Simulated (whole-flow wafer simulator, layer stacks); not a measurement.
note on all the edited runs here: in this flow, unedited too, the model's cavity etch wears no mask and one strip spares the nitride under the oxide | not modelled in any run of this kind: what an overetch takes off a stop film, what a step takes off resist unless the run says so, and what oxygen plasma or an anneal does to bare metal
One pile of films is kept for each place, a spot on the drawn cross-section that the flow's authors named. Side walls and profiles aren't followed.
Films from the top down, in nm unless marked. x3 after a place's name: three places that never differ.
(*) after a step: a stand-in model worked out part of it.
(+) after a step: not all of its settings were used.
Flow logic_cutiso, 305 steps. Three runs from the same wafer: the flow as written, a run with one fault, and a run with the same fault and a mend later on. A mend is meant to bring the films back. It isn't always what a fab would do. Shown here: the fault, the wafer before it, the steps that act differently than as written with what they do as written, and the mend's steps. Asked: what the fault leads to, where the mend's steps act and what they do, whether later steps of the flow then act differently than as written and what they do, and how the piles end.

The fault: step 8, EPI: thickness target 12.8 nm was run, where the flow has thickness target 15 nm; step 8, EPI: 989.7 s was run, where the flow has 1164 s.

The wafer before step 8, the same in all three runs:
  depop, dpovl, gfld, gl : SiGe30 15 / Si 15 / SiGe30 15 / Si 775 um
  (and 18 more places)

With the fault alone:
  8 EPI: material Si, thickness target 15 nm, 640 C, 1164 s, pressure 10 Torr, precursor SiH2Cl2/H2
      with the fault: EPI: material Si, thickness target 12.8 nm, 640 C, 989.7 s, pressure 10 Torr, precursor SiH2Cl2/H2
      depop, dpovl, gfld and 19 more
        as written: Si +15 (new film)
        with the fault: Si +12.8 (new film)
  Later steps of the flow that act differently than as written (2 more steps differ only slightly, by at most 2% or 0.5 nm, whichever is larger, and aren't shown):
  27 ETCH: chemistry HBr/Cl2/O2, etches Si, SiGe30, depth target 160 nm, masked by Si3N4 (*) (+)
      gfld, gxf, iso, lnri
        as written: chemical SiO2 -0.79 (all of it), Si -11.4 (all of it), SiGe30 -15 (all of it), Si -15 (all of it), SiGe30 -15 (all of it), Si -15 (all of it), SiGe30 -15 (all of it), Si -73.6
        with the fault: chemical SiO2 -0.79 (all of it), Si -11.4 (all of it), SiGe30 -15 (all of it), Si -12.8 (all of it), SiGe30 -15 (all of it), Si -15 (all of it), SiGe30 -15 (all of it), Si -75.9
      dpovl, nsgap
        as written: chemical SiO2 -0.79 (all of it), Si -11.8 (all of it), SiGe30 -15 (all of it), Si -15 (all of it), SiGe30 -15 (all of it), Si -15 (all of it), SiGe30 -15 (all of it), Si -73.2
        with the fault: chemical SiO2 -0.79 (all of it), Si -11.8 (all of it), SiGe30 -15 (all of it), Si -12.8 (all of it), SiGe30 -15 (all of it), Si -15 (all of it), SiGe30 -15 (all of it), Si -75.5
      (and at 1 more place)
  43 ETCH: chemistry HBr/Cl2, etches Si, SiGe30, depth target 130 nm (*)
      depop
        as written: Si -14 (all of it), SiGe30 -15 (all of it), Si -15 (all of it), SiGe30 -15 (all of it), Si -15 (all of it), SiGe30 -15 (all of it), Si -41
        with the fault: Si -14 (all of it), SiGe30 -15 (all of it), Si -12.8 (all of it), SiGe30 -15 (all of it), Si -15 (all of it), SiGe30 -15 (all of it), Si -43.2
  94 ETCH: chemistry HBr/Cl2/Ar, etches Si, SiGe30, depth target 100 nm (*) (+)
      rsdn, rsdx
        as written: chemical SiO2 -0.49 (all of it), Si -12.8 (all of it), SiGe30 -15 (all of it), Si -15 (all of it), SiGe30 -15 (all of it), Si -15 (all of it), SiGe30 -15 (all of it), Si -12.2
        with the fault: chemical SiO2 -0.49 (all of it), Si -12.8 (all of it), SiGe30 -15 (all of it), Si -12.8 (all of it), SiGe30 -15 (all of it), Si -15 (all of it), SiGe30 -15 (all of it), Si -14.4
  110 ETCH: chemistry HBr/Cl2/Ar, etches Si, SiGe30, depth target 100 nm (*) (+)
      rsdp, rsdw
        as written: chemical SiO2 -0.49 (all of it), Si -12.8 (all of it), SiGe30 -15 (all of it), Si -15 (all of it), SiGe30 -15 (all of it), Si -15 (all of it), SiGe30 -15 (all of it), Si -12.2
        with the fault: chemical SiO2 -0.49 (all of it), Si -12.8 (all of it), SiGe30 -15 (all of it), Si -12.8 (all of it), SiGe30 -15 (all of it), Si -15 (all of it), SiGe30 -15 (all of it), Si -14.4
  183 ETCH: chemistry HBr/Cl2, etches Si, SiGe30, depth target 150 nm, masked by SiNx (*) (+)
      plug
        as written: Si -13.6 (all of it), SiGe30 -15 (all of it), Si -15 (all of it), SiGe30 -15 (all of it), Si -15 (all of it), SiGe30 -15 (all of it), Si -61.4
        with the fault: Si -13.6 (all of it), SiGe30 -15 (all of it), Si -12.8 (all of it), SiGe30 -15 (all of it), Si -15 (all of it), SiGe30 -15 (all of it), Si -63.7
  At the end the piles differ from the flow's by more than 2% or 0.5 nm, whichever is larger, at gl, glp, gxn and 6 more.
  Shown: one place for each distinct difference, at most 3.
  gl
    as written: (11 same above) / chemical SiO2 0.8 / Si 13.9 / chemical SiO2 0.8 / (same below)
    with the fault: (11 same above) / chemical SiO2 0.8 / Si 11.7 / chemical SiO2 0.8 / (same below)
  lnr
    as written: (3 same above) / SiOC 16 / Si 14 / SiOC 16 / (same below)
    with the fault: (3 same above) / SiOC 16 / Si 11.7 / SiOC 16 / (same below)
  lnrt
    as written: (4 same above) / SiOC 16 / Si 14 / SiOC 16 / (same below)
    with the fault: (4 same above) / SiOC 16 / Si 11.7 / SiOC 16 / (same below)

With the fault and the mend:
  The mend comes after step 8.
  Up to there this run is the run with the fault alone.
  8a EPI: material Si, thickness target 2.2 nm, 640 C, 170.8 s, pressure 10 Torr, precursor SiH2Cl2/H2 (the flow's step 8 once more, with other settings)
      depop, dpovl, gfld and 19 more
        Si +2.2
  No later step of the flow acts differently than as written, at any place that is followed, by more than 2% or 0.5 nm, whichever is larger.
  At the end the piles differ from the flow's only slightly at the places that both follow, by at most 2% or 0.5 nm, whichever is larger.
